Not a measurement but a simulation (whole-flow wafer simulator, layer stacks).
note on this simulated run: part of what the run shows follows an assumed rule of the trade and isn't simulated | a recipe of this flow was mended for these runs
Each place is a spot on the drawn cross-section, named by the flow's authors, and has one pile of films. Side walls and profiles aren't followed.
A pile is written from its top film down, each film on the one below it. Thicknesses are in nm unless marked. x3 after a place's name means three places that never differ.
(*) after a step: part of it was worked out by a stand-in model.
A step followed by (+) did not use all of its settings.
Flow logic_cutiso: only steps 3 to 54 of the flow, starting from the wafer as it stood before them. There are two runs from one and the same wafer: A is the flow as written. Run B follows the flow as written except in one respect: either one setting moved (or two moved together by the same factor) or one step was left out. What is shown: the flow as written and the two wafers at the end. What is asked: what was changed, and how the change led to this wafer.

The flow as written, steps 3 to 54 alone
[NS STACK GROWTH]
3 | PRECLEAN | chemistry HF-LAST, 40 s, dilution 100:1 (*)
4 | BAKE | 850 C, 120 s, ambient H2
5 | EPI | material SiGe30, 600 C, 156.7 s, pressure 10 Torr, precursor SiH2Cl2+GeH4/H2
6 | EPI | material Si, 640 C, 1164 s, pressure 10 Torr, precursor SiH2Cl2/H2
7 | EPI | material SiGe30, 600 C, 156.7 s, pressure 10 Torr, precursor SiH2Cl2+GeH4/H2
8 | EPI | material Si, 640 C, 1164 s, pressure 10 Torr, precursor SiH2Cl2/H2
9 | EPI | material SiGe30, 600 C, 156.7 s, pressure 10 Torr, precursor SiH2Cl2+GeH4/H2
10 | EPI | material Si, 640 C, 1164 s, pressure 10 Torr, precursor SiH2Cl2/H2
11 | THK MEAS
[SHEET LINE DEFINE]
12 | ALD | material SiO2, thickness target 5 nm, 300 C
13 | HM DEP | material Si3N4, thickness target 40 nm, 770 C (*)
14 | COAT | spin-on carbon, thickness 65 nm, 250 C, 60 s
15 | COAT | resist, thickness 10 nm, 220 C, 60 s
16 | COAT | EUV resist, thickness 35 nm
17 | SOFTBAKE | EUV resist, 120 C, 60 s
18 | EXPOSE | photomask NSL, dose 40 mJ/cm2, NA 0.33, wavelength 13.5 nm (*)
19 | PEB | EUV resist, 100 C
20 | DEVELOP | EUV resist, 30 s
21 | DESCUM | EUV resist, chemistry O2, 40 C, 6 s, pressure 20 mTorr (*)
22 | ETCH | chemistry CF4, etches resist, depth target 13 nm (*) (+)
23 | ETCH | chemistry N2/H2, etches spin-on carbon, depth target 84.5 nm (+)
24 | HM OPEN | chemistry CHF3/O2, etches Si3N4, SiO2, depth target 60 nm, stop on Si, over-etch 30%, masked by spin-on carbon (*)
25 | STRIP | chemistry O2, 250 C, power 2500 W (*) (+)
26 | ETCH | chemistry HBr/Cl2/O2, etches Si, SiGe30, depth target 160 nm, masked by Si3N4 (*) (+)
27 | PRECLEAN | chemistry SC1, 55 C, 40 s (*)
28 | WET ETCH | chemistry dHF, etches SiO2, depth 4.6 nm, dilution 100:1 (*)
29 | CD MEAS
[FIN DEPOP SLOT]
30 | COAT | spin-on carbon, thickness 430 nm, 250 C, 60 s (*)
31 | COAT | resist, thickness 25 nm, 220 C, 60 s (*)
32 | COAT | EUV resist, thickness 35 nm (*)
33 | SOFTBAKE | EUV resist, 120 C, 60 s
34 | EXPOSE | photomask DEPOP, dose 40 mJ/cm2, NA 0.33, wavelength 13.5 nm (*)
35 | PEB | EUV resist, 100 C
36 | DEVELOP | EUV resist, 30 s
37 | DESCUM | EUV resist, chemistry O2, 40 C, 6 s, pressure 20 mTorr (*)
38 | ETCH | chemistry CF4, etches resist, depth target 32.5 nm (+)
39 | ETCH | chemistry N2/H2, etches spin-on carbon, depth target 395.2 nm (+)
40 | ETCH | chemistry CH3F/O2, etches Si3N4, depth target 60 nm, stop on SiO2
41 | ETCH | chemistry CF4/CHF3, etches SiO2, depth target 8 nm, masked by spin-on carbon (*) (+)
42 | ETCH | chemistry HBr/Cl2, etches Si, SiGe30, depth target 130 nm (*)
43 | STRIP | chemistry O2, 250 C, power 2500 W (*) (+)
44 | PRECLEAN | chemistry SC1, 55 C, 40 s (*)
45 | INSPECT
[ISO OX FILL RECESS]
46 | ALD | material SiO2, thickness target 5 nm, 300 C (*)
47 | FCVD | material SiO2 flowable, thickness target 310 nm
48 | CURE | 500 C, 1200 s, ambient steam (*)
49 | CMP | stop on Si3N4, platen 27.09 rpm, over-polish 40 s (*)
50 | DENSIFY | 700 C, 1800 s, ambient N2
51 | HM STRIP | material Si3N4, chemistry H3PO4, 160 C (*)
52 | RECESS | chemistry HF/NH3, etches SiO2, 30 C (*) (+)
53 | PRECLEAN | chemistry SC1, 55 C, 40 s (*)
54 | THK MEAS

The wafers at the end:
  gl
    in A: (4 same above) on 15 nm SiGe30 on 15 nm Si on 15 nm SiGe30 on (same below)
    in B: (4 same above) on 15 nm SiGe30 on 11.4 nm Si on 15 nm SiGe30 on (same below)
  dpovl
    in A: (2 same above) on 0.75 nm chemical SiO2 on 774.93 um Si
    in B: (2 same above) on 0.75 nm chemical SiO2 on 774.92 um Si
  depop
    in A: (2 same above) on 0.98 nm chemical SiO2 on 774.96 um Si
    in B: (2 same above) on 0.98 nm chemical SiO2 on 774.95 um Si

Cause: step 6, EPI: 884.9 s was run, though the flow has 1164 s.

The path from the change to this, step by step:
  6 | EPI | material Si, 640 C, 1164 s, pressure 10 Torr, precursor SiH2Cl2/H2
      depop, dpovl, gfld and 19 more: A +15 Si (new film) | B +11.4 Si (new film)
  26 | ETCH | chemistry HBr/Cl2/O2, etches Si, SiGe30, depth target 160 nm, masked by Si3N4 (*) (+)
      dpovl, gfld, gxf, iso, isow, lnri, nsgap: A -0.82 chemical SiO2 (all of it), -12 Si (all of it), -15 SiGe30 (all of it), -15 Si (all of it), -15 SiGe30 (all of it), -15 Si (all of it), -15 SiGe30 (all of it), -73 Si | B -0.82 chemical SiO2 (all of it), -12 Si (all of it), -15 SiGe30 (all of it), -15 Si (all of it), -15 SiGe30 (all of it), -11.4 Si (all of it), -15 SiGe30 (all of it), -76.6 Si
  42 | ETCH | chemistry HBr/Cl2, etches Si, SiGe30, depth target 130 nm (*)
      depop: A -13.8 Si (all of it), -15 SiGe30 (all of it), -15 Si (all of it), -15 SiGe30 (all of it), -15 Si (all of it), -15 SiGe30 (all of it), -41.2 Si | B -13.8 Si (all of it), -15 SiGe30 (all of it), -15 Si (all of it), -15 SiGe30 (all of it), -11.4 Si (all of it), -15 SiGe30 (all of it), -44.8 Si
